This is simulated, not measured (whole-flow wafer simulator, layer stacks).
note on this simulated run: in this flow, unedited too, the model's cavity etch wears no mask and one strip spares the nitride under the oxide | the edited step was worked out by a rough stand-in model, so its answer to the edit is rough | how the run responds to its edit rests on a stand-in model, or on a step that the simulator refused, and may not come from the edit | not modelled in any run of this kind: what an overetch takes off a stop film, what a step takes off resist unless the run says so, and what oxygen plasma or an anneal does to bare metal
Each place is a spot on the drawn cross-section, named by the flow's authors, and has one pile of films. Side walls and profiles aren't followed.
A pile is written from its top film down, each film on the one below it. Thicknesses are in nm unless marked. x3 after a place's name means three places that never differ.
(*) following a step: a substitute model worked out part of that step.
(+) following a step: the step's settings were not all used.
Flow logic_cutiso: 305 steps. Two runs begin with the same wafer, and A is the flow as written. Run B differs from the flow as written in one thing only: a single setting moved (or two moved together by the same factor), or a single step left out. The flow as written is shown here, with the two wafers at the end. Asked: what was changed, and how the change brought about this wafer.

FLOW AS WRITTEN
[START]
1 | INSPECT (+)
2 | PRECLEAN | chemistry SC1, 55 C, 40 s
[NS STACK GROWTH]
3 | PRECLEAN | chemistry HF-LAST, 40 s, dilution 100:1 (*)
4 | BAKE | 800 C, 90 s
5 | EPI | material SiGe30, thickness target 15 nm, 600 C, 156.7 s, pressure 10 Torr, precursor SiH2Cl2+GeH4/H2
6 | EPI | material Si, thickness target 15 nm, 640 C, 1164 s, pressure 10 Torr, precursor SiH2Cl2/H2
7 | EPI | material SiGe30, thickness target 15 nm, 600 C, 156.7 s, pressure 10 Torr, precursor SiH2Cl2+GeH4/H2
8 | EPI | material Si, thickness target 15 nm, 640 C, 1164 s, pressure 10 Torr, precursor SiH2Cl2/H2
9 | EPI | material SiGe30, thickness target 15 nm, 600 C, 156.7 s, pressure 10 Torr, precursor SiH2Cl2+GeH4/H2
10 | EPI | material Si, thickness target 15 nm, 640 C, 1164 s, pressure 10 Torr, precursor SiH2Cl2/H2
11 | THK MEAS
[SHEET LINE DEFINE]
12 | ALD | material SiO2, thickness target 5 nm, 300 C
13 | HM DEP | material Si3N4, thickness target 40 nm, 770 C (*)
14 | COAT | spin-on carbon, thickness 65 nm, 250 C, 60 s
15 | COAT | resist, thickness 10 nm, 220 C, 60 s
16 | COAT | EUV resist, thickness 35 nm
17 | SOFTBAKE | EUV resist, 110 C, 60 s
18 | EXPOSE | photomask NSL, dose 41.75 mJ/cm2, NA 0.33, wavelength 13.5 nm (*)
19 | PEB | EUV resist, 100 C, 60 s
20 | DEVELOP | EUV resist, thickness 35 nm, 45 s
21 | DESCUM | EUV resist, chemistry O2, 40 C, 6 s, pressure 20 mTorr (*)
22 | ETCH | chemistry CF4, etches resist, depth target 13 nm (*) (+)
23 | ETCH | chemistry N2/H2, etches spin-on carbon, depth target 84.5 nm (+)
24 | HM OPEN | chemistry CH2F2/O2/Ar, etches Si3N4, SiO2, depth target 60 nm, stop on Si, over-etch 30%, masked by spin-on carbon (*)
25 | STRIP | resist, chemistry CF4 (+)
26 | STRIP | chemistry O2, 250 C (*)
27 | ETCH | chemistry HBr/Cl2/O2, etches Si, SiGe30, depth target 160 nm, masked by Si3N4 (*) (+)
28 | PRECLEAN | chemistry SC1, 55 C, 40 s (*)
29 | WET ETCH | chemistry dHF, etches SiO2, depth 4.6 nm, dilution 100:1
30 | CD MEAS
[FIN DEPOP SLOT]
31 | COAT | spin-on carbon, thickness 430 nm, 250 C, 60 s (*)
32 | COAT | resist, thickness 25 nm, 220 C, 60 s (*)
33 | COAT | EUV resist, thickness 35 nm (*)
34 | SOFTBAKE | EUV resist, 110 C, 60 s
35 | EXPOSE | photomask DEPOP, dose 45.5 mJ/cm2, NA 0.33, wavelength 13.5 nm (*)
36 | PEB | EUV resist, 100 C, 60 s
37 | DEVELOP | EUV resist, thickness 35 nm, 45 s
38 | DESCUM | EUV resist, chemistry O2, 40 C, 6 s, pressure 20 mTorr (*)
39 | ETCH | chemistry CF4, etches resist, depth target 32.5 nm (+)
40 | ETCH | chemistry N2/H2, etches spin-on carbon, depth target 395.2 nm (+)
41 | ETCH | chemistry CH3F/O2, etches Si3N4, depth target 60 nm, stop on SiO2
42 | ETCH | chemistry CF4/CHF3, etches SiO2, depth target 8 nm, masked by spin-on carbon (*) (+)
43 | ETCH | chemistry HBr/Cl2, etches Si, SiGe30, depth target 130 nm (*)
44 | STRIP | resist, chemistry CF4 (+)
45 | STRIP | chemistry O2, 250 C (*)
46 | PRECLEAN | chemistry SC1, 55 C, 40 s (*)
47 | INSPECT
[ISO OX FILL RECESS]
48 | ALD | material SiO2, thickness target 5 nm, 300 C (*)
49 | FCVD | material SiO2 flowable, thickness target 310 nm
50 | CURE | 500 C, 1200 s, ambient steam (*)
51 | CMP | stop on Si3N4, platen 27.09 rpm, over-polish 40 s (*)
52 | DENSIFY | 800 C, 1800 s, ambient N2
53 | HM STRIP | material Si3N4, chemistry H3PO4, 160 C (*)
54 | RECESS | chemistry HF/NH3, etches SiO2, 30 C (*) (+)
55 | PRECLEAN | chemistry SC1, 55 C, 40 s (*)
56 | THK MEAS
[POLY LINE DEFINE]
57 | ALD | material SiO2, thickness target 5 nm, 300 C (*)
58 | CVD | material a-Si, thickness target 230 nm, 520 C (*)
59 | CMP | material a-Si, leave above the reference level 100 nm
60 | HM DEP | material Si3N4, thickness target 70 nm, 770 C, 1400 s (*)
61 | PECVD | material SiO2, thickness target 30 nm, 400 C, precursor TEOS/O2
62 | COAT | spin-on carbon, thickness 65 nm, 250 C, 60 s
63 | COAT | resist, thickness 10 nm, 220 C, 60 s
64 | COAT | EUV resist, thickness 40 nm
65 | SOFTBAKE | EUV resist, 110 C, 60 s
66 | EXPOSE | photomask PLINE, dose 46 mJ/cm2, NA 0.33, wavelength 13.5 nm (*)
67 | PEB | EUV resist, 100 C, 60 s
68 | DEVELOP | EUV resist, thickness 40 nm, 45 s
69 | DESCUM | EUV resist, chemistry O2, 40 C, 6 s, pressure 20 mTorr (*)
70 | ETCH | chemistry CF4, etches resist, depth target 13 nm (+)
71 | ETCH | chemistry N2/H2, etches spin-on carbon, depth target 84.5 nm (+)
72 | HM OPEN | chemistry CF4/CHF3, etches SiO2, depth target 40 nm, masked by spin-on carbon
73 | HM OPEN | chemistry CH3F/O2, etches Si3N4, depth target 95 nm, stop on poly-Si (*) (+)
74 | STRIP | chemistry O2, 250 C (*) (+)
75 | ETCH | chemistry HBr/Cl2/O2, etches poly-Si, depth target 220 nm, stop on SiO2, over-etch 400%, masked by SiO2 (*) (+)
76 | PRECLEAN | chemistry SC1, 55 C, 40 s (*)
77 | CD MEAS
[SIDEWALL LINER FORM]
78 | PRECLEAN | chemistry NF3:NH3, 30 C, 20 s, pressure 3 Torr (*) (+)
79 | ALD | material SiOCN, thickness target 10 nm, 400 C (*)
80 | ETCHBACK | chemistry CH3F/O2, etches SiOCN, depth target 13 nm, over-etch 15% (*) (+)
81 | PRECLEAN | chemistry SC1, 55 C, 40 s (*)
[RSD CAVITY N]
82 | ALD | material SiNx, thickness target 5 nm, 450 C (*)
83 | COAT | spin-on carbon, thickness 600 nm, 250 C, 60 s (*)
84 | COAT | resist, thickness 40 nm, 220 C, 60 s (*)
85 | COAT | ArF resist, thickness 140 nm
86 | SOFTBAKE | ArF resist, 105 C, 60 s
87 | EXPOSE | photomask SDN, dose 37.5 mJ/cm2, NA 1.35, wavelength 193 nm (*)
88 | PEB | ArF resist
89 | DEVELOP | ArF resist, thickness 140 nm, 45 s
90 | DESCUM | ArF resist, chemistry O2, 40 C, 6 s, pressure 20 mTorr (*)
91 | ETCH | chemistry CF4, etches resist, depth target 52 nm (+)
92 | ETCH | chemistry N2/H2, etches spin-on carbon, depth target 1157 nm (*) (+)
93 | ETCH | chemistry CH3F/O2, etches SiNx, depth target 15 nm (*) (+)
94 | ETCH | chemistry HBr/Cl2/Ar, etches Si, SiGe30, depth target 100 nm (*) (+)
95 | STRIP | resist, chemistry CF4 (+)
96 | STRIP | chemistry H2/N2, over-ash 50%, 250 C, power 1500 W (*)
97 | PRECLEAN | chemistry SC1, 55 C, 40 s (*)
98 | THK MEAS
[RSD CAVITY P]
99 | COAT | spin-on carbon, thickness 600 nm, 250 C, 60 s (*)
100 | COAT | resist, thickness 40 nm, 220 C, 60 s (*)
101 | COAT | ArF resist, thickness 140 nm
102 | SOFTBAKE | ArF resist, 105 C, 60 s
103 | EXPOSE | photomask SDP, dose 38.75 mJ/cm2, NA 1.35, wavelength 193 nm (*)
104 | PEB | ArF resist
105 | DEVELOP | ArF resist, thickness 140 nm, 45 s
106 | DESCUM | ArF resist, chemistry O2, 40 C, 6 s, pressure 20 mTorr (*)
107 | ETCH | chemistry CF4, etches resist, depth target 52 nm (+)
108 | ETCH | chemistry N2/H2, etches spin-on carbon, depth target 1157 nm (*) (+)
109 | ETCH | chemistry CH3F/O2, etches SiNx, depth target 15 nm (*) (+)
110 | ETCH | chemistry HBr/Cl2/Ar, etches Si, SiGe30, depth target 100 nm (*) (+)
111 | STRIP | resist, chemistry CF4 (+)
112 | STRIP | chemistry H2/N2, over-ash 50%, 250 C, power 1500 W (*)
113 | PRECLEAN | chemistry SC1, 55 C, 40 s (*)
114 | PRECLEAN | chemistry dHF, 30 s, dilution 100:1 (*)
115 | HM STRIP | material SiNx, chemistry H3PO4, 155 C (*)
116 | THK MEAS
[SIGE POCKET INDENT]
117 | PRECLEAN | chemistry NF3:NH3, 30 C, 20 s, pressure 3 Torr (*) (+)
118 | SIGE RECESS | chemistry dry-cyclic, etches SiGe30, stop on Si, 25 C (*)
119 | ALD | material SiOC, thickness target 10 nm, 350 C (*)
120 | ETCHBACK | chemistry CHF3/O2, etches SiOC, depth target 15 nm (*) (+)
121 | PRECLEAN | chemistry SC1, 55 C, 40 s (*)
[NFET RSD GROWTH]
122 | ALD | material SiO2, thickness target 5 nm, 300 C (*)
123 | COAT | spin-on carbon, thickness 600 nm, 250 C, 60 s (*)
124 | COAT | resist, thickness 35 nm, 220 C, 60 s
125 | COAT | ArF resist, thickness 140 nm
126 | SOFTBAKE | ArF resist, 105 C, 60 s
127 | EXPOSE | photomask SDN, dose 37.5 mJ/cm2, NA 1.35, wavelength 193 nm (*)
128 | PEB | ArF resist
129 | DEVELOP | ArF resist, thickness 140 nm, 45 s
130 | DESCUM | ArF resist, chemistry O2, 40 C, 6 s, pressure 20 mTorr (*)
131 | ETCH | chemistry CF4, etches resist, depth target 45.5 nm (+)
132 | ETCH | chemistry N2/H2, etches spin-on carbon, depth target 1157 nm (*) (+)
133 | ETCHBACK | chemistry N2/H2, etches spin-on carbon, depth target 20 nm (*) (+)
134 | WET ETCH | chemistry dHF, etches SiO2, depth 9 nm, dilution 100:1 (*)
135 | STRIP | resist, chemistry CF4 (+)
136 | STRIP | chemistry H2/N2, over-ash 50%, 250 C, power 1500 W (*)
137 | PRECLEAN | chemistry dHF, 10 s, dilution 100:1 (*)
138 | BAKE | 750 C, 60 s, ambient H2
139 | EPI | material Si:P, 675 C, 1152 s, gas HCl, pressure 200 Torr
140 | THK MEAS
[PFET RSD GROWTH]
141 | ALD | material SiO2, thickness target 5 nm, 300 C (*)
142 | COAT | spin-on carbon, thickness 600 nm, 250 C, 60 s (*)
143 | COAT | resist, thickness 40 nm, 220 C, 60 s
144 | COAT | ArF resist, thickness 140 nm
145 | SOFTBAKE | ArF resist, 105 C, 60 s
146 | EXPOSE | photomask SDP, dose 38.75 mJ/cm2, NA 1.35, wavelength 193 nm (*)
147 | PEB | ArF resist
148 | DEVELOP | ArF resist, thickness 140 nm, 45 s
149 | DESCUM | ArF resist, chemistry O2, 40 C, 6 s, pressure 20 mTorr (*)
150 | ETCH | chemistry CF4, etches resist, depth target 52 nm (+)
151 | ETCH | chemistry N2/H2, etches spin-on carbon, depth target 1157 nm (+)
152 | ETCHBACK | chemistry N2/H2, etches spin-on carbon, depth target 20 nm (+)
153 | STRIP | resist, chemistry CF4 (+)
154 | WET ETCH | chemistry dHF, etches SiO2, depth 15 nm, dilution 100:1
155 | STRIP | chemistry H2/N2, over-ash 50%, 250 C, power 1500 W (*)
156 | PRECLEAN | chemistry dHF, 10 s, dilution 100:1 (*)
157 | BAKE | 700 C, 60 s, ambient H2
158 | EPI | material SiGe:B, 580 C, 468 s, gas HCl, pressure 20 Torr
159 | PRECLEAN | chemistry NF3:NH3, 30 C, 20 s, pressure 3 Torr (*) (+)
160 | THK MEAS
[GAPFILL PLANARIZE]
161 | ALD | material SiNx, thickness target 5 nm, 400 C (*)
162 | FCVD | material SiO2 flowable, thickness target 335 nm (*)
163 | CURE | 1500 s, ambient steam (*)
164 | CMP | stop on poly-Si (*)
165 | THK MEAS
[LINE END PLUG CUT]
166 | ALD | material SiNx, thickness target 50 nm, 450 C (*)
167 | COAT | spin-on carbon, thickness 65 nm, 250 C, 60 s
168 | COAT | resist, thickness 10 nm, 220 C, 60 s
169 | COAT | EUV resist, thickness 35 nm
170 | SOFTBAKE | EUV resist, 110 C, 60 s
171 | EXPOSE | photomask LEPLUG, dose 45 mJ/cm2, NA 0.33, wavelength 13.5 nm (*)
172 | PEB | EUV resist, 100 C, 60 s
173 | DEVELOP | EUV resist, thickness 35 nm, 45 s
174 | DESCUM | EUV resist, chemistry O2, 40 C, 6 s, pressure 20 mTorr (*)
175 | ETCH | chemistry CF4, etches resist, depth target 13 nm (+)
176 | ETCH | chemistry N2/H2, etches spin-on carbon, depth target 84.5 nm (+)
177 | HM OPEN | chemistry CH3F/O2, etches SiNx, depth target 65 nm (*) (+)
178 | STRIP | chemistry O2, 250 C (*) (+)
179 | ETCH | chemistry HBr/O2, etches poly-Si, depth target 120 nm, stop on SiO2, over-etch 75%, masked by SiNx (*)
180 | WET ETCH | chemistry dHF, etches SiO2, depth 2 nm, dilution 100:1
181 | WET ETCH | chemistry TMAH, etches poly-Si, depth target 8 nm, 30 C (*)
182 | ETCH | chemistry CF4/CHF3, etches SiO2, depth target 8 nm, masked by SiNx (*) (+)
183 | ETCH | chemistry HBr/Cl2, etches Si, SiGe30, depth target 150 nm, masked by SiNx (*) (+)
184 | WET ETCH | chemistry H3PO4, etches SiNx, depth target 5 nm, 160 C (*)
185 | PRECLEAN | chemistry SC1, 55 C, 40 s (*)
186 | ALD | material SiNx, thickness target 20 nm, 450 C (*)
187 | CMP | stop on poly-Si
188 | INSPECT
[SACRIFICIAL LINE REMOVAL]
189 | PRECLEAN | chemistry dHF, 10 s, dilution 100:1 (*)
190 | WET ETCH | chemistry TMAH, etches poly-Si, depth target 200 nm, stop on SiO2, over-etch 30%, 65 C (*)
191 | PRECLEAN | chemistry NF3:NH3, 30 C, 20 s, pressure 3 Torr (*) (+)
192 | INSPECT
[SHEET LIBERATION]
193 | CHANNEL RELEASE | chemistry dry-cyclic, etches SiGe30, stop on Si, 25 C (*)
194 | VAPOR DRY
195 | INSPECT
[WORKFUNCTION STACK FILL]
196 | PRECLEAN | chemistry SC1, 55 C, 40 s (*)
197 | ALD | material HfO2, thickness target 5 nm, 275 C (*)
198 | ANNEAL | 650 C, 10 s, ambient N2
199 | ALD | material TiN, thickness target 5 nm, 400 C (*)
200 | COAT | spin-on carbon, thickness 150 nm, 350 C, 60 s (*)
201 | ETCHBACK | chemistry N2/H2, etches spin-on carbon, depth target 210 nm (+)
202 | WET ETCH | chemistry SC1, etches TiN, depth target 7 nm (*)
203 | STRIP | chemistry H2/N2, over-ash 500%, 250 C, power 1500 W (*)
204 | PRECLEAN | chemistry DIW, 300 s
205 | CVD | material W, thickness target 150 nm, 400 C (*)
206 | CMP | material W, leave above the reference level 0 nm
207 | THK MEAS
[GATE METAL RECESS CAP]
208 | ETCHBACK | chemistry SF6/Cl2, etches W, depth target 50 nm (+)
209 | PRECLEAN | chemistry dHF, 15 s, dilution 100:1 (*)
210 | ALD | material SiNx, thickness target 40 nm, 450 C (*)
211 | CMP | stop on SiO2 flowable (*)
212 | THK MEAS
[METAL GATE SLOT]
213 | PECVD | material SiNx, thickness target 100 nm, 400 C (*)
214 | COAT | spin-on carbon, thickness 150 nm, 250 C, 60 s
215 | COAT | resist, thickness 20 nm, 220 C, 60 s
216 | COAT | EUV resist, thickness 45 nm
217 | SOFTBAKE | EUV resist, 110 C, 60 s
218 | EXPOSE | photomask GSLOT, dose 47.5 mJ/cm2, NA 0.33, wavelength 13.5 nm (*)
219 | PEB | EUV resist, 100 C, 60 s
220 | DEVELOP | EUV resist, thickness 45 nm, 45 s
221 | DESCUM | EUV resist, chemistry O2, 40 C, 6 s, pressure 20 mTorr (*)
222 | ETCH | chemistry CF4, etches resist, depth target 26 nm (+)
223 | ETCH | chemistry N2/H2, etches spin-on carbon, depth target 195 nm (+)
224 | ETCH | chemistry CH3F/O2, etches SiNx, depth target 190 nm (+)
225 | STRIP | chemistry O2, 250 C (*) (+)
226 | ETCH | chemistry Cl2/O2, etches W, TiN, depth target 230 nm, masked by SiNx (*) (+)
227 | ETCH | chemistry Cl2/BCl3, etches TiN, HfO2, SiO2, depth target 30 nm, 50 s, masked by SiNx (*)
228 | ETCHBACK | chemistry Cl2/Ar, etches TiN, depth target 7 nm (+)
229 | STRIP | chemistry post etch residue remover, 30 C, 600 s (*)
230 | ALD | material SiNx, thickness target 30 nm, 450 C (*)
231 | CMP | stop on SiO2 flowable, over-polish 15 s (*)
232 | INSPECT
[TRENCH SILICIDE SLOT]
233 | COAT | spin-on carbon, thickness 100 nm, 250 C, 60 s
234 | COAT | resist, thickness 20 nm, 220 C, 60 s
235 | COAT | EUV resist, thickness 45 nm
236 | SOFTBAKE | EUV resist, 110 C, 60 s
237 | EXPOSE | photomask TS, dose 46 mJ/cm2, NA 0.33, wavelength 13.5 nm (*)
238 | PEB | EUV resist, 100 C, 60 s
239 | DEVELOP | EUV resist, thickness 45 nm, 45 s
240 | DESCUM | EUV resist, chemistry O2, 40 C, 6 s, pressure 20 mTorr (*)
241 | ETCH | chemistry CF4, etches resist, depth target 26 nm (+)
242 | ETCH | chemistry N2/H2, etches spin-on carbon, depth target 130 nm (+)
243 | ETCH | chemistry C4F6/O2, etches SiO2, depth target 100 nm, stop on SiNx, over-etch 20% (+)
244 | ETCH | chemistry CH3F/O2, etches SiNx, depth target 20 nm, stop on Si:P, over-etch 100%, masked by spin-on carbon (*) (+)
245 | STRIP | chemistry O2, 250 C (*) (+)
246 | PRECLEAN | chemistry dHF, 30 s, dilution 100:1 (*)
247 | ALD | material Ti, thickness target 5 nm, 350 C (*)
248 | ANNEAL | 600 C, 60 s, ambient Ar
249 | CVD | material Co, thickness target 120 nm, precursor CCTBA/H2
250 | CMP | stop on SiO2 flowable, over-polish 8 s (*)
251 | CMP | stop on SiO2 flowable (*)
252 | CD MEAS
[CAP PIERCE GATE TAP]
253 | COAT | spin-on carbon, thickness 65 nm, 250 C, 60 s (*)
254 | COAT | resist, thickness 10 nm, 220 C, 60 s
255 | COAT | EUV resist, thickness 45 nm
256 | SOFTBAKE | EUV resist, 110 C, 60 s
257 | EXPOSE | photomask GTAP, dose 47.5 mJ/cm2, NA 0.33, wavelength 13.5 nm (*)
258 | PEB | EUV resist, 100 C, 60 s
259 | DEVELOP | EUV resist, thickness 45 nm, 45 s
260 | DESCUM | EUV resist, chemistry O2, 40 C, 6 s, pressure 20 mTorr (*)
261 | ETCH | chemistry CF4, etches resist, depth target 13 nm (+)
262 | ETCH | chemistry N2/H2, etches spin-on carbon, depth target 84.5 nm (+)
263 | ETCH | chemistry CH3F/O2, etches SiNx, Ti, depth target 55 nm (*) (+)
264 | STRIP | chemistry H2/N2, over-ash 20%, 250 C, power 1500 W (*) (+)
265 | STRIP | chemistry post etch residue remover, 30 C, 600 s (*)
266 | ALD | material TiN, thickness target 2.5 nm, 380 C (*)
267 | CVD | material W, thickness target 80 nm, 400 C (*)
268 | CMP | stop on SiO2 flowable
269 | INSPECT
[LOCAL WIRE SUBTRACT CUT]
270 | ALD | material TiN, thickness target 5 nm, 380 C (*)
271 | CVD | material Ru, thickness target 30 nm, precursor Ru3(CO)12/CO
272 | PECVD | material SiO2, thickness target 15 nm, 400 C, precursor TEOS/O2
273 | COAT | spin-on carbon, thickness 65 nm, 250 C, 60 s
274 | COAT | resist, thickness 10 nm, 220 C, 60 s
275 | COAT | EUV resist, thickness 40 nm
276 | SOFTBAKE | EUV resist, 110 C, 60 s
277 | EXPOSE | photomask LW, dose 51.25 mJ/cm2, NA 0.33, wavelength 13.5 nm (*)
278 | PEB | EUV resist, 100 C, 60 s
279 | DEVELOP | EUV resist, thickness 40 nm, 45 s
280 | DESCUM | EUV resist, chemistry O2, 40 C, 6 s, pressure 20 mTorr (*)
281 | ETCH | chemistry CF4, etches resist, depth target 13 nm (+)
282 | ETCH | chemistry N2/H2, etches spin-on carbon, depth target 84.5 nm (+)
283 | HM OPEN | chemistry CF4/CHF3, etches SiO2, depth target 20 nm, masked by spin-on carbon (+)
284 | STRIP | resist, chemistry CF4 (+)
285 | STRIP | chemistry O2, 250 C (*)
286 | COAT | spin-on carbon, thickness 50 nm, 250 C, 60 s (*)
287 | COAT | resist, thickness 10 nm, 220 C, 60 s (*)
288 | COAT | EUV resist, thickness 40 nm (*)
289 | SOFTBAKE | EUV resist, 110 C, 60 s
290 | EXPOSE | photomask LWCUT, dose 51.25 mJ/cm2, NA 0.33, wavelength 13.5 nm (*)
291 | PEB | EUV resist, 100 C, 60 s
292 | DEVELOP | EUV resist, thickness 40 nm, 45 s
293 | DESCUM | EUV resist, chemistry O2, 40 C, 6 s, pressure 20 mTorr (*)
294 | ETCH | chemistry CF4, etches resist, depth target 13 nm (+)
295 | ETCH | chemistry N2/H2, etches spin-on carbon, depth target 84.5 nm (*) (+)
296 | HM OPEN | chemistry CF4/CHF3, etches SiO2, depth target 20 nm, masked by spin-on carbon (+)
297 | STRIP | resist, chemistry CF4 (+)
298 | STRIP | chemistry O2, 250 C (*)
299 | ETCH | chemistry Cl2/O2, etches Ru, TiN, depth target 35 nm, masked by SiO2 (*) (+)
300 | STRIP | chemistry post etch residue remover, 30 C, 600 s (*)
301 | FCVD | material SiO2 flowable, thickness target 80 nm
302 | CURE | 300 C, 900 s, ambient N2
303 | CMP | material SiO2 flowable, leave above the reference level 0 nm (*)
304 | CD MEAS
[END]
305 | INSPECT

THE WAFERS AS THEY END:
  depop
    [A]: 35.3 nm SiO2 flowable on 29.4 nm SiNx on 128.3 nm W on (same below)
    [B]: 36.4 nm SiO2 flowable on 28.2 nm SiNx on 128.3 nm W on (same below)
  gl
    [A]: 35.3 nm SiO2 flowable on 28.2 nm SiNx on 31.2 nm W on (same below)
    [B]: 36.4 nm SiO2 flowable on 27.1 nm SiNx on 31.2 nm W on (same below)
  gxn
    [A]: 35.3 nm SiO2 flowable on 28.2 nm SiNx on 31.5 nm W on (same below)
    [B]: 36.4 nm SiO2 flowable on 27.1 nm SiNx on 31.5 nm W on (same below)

What caused this: step 299, ETCH: depth target 56 nm was run, though the flow has depth target 35 nm.

The path from the change to this, step by step:
  299 | ETCH | chemistry Cl2/O2, etches Ru, TiN, depth target 35 nm, masked by SiO2 (*) (+)
      depop, dpovl, gfld and 9 more: A -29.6 Ru (all of it), -5 TiN (all of it) | B -29.6 Ru (all of it), -5 TiN (all of it), -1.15 SiNx
      iso, rsdx: A -29.6 Ru (all of it), -5 TiN (all of it) | B -29.6 Ru (all of it), -5 TiN (all of it), -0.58 SiO2 flowable
      (and at 5 other places as well)
  303 | CMP | material SiO2 flowable, leave above the reference level 0 nm (*)
      depop, dpovl, isow, ns, nsgap: A -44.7 SiO2 flowable | B -43.6 SiO2 flowable
